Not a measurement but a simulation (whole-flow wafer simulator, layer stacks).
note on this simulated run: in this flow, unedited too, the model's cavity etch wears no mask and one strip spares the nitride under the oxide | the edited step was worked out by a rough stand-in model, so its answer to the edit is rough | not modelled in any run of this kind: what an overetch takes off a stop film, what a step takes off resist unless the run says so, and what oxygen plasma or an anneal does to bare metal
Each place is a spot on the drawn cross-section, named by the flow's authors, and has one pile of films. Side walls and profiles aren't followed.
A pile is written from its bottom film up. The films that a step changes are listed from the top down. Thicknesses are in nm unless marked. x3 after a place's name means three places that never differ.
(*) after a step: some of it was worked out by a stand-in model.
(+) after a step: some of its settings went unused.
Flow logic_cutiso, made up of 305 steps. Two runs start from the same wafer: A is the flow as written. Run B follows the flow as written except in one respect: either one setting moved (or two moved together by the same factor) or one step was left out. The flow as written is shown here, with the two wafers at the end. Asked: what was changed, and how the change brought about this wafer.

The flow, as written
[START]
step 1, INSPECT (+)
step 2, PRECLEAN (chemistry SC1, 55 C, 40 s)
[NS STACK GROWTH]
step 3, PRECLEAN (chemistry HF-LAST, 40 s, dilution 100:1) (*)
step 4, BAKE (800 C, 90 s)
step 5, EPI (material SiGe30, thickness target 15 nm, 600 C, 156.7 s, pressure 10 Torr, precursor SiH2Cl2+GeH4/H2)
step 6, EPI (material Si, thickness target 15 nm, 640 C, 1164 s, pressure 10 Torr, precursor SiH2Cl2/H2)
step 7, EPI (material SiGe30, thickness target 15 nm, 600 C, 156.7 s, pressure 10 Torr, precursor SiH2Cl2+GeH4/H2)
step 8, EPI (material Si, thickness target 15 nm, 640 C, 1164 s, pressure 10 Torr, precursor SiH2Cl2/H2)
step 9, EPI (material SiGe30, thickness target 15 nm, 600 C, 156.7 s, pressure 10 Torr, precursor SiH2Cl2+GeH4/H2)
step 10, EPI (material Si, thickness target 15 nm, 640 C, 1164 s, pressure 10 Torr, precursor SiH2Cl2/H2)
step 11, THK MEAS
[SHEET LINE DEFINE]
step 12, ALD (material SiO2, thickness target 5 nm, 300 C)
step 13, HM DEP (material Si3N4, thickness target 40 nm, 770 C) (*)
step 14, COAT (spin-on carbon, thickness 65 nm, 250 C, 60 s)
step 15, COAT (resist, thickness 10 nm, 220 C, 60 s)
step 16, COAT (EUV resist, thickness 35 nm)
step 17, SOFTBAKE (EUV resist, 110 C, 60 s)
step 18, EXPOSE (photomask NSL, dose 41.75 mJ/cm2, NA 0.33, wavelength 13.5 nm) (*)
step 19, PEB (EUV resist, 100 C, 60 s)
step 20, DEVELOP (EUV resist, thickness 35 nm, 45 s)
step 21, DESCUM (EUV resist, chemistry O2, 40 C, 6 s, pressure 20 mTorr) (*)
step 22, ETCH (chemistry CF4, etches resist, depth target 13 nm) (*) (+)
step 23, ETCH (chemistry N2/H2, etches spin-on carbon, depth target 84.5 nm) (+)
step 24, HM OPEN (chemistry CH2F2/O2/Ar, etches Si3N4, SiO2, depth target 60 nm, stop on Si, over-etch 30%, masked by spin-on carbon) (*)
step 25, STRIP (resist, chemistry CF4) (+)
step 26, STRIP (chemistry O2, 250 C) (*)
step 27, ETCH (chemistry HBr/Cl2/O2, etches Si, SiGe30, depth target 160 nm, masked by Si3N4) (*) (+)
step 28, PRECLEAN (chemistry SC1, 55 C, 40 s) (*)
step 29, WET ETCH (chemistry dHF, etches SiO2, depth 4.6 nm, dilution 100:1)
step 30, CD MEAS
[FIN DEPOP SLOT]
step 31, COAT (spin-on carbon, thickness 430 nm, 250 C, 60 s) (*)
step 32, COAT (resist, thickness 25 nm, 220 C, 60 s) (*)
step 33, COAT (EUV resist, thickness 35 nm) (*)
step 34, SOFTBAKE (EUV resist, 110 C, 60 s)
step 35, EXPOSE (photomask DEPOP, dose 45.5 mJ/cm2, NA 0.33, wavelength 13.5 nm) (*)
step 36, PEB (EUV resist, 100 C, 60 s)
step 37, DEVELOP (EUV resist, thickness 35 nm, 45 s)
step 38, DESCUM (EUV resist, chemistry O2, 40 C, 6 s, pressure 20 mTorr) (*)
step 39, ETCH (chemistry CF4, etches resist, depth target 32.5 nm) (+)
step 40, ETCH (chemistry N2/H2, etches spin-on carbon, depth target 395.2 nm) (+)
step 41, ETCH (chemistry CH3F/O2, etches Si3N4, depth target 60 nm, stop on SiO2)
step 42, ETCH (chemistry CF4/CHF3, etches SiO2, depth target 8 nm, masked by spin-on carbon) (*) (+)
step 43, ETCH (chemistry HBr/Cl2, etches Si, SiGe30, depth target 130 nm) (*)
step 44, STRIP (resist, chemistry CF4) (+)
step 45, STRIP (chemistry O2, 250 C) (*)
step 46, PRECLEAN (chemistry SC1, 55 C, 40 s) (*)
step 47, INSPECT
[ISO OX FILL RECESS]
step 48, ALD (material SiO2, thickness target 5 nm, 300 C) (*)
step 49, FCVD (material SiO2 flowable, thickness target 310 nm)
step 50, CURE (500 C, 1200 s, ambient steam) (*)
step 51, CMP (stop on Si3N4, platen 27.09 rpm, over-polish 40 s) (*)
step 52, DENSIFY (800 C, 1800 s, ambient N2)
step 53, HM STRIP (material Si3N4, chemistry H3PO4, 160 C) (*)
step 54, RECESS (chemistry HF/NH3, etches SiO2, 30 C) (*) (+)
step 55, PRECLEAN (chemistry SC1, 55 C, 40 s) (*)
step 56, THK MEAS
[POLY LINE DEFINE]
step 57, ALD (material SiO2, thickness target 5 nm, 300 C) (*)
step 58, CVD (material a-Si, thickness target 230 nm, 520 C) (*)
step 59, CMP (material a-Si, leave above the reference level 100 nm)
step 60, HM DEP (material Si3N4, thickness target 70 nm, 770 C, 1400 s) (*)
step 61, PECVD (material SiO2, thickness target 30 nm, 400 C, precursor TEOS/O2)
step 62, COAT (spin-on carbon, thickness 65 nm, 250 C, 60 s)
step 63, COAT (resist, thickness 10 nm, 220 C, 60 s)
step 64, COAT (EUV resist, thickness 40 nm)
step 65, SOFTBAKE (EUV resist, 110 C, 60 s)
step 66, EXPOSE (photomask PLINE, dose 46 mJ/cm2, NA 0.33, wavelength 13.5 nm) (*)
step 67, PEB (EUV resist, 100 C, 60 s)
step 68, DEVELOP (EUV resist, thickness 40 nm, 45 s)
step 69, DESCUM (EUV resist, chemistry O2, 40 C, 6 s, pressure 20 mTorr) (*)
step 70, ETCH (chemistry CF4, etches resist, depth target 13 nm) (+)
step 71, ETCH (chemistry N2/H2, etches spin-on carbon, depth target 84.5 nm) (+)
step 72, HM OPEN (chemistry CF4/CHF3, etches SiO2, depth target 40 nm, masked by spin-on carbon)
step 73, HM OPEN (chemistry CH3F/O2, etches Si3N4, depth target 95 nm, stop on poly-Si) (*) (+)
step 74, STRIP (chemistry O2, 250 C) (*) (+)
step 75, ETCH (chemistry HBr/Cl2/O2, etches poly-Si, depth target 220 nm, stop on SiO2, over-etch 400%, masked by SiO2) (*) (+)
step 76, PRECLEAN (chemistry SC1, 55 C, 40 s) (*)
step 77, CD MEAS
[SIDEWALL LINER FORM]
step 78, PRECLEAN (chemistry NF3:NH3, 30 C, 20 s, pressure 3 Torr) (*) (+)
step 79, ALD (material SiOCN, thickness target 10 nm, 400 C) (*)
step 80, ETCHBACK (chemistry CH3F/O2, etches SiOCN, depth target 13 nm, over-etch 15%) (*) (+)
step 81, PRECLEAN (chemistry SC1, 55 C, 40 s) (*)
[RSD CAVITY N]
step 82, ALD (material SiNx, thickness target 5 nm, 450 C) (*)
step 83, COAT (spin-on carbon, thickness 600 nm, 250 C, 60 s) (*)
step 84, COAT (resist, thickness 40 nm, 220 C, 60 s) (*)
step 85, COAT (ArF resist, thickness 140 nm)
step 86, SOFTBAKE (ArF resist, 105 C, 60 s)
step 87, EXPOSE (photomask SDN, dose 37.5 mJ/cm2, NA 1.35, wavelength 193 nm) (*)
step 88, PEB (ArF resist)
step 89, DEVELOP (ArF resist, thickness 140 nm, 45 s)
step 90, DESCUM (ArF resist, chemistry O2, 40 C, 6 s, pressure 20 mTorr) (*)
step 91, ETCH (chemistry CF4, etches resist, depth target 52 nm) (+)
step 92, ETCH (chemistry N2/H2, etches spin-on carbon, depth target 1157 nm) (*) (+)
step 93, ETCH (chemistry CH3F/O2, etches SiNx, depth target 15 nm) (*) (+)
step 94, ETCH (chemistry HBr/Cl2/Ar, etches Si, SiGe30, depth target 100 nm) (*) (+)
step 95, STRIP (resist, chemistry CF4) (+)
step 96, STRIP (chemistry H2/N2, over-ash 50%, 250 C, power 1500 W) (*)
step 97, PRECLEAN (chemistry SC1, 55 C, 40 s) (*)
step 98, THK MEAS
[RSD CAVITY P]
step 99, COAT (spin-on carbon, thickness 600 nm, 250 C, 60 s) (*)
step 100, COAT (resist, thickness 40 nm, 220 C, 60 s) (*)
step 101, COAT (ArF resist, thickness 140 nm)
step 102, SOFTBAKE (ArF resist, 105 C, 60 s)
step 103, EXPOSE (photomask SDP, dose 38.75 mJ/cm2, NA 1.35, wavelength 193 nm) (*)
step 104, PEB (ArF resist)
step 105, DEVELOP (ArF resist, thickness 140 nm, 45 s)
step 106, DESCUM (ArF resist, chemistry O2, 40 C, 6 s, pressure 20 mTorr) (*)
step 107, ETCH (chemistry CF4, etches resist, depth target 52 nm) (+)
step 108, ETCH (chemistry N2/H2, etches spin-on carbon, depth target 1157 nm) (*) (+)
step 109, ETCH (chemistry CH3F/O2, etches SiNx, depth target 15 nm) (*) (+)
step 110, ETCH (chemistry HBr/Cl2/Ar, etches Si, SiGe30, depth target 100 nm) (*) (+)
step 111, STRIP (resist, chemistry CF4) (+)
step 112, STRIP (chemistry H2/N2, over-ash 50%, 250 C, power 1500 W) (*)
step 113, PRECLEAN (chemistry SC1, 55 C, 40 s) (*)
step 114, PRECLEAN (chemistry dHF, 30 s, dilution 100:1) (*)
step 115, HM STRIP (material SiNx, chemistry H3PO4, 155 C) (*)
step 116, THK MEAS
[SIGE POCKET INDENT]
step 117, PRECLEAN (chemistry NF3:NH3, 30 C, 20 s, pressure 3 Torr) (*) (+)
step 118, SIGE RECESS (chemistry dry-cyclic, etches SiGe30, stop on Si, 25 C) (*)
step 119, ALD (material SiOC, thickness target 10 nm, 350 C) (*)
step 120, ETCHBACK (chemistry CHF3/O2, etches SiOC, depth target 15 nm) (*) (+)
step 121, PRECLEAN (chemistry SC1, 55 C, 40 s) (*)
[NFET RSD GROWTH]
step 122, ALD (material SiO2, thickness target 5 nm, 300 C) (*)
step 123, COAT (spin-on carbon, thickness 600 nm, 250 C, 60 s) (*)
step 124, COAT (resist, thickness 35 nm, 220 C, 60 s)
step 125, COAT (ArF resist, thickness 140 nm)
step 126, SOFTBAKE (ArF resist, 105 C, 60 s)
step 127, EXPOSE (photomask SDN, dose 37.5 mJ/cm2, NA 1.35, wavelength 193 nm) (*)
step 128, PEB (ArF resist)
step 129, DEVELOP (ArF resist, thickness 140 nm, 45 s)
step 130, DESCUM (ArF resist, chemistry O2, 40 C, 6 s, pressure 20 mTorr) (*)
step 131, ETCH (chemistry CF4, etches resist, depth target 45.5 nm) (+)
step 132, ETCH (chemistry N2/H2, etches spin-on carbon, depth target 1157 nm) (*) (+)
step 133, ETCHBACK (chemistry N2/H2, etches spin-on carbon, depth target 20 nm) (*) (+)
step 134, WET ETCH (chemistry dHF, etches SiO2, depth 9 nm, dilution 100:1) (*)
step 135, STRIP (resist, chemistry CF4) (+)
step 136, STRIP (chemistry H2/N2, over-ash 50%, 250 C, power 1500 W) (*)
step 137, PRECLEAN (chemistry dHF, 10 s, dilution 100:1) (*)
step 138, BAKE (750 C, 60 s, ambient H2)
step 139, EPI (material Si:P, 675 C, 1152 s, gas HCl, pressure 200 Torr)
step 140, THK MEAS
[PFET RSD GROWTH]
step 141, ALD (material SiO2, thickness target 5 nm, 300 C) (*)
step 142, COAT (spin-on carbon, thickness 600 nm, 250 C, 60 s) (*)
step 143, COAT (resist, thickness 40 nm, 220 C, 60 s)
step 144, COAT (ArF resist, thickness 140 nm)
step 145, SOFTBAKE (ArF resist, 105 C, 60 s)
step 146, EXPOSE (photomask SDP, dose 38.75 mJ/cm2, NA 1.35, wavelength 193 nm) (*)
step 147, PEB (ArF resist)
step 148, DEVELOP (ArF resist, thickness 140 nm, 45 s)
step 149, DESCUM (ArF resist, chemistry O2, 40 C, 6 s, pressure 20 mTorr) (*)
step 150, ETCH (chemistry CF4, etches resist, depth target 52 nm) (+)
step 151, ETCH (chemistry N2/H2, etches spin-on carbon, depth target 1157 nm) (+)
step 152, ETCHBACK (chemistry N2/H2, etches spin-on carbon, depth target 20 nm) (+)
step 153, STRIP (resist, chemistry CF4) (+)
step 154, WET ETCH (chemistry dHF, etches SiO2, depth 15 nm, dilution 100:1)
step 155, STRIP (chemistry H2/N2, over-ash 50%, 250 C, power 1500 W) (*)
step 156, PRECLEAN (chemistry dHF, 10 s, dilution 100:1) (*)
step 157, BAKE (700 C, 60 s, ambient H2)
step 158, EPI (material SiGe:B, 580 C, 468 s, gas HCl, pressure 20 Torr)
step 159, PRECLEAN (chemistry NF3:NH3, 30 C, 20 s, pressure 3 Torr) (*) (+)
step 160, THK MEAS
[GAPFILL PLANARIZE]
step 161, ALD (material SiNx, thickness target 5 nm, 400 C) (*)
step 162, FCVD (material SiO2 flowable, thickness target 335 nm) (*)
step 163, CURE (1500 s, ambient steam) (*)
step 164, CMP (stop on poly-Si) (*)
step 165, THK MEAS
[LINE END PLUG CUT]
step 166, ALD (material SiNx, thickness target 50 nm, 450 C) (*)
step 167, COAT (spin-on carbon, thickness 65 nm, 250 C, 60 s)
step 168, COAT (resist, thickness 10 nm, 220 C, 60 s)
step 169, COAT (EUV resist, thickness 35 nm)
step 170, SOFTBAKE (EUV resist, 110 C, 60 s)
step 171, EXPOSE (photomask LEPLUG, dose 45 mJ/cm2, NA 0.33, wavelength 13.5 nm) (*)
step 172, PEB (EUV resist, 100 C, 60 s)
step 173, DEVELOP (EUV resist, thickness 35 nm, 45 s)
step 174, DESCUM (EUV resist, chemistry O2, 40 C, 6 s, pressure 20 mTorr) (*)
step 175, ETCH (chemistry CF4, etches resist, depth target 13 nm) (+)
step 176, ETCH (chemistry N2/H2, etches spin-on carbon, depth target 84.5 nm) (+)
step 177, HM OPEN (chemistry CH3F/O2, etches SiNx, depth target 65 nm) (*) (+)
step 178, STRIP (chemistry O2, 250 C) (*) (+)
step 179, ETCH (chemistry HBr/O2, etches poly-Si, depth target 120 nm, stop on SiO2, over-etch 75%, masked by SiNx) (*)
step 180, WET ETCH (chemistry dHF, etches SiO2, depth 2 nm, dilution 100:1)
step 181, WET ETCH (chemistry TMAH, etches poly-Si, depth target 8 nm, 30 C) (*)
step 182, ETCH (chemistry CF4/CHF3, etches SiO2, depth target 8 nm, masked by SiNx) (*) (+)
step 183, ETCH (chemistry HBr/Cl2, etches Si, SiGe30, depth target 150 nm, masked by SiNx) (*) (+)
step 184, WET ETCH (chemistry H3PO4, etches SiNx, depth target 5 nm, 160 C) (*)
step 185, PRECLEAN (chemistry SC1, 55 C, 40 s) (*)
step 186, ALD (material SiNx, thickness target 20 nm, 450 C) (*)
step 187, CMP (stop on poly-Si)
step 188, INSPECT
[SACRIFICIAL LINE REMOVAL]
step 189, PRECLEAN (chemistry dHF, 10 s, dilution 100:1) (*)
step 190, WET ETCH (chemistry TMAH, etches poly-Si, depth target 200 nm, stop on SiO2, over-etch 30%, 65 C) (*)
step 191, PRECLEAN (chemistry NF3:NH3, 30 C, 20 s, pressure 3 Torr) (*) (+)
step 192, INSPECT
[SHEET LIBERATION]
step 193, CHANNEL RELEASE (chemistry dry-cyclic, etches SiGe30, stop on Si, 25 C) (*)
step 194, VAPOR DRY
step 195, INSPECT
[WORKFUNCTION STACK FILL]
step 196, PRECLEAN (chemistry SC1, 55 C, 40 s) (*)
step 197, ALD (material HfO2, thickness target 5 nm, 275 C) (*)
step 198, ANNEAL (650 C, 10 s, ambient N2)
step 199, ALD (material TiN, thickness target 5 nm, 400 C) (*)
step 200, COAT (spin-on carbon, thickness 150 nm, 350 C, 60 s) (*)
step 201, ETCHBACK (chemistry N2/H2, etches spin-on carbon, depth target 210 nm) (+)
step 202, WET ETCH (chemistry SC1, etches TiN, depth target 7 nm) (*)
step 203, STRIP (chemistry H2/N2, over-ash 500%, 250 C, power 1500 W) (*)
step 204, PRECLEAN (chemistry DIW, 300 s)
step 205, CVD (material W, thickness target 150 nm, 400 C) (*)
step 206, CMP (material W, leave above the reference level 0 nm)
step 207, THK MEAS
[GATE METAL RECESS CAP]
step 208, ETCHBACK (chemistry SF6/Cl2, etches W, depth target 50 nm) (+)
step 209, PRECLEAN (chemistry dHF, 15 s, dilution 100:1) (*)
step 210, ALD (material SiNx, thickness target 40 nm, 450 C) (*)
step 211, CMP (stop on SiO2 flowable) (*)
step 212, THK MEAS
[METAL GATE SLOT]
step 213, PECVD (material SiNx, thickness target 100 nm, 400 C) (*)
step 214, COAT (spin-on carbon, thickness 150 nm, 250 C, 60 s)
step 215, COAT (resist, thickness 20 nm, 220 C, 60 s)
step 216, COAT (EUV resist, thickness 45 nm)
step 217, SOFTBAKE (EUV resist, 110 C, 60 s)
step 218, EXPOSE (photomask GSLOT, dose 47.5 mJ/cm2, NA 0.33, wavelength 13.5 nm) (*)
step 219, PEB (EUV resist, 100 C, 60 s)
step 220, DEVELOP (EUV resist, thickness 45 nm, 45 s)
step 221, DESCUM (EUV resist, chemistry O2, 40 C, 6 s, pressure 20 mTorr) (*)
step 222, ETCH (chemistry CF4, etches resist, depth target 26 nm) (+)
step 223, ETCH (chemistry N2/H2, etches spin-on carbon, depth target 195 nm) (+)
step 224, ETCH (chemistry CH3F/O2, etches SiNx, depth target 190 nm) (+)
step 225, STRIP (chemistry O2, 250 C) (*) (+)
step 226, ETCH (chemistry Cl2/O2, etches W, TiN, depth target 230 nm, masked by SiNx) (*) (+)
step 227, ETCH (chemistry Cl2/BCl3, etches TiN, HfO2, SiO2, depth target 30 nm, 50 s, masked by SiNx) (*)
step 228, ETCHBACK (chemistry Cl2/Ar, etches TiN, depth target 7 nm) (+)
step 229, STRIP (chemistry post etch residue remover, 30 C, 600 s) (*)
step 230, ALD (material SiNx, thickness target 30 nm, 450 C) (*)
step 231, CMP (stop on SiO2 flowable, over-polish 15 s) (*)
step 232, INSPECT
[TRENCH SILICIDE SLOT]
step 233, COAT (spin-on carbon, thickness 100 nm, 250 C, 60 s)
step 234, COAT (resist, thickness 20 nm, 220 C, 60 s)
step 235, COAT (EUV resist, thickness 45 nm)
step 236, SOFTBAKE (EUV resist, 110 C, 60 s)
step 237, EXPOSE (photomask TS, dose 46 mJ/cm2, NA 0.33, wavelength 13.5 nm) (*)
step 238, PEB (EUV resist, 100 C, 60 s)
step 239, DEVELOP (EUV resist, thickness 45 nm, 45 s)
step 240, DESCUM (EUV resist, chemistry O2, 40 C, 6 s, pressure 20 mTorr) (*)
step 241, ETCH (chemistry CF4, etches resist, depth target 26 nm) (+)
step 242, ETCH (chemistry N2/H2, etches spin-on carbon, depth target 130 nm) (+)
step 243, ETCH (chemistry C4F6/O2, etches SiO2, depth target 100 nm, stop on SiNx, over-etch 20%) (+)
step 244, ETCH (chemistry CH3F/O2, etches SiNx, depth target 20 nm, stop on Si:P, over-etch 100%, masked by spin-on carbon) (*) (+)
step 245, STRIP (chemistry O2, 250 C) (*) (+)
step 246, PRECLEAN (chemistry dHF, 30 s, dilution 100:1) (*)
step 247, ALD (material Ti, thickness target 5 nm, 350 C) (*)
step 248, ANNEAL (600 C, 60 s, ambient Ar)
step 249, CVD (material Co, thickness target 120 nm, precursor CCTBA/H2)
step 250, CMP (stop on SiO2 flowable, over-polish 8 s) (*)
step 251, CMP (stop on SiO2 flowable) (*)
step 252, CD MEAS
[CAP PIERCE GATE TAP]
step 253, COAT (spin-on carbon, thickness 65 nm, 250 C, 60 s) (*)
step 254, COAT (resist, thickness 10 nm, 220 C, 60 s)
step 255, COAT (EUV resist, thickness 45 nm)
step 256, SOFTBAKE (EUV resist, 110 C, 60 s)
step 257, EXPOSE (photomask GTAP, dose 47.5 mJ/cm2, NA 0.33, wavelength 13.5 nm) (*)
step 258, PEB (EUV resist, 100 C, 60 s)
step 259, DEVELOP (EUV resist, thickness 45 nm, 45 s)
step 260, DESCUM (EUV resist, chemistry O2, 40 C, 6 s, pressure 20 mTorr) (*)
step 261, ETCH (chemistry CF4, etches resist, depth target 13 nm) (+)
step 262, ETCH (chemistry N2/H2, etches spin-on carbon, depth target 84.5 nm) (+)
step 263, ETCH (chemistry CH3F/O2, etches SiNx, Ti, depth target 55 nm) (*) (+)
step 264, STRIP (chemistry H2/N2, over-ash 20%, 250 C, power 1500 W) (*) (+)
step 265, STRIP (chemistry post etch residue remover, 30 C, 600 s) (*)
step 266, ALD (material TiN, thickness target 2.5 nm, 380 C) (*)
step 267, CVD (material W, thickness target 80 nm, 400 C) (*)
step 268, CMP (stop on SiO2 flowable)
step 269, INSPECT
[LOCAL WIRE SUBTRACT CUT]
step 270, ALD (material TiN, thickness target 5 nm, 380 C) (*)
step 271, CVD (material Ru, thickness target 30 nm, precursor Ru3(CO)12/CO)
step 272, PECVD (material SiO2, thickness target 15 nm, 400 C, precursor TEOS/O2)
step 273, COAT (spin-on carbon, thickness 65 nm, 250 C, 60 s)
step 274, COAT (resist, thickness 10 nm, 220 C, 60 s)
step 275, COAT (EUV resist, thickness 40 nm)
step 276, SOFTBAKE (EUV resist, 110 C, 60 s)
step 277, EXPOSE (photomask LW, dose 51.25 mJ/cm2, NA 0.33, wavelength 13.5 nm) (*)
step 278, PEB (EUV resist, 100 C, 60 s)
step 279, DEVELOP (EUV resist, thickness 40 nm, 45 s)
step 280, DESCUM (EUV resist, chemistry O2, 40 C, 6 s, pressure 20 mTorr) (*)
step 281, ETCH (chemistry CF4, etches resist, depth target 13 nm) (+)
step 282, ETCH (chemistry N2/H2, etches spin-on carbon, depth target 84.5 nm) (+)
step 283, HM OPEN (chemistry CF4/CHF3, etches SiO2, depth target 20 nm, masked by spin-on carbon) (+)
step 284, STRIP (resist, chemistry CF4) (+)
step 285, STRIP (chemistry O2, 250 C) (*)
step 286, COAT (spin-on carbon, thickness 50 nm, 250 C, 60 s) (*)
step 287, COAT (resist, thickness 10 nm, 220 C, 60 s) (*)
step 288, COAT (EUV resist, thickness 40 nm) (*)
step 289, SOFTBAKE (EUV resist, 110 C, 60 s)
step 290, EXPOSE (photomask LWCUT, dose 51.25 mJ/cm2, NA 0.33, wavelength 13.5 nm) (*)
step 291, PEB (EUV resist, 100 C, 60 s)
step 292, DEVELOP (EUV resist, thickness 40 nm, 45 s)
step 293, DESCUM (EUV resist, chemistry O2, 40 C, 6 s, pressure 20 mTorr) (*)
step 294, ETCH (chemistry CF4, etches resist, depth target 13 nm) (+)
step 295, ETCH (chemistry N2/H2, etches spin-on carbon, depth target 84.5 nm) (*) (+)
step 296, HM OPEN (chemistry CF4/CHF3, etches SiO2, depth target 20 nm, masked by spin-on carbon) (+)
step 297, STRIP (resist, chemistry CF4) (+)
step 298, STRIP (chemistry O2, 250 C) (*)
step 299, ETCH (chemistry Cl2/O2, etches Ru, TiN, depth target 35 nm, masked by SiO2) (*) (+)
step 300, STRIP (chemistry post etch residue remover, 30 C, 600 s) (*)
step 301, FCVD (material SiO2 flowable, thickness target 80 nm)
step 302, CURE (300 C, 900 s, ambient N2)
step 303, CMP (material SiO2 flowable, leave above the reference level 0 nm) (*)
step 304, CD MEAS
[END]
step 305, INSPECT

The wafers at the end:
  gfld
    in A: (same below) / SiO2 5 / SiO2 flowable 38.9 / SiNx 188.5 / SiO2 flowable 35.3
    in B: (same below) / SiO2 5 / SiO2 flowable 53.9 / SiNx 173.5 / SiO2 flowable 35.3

What caused this: step 227, ETCH: depth target 15 nm was run, though the flow has depth target 30 nm; step 227, ETCH: 25 s was run, where the flow has 50 s.

How this came from the change, step by step:
  step 227, ETCH (chemistry Cl2/BCl3, etches TiN, HfO2, SiO2, depth target 30 nm, 50 s, masked by SiNx) (*)
      depop, dpovl, gl and 18 more: A SiNx loses 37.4 | B SiNx loses 18.7
      gfld: A HfO2 loses 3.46 (all of it), SiO2 flowable loses 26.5 | B HfO2 loses 3.46 (all of it), SiO2 flowable loses 11.5
  step 231, CMP (stop on SiO2 flowable, over-polish 15 s) (*)
      depop, dpovl, gl and 9 more: A SiNx loses 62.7 | B SiNx loses 81.4
      lnr, lnri, lnrp, lnrt: A SiNx loses 61 (all of it), SiOCN loses 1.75 | B SiNx loses 79.7 (all of it), SiOCN loses 1.75
      (and at 6 other places as well)
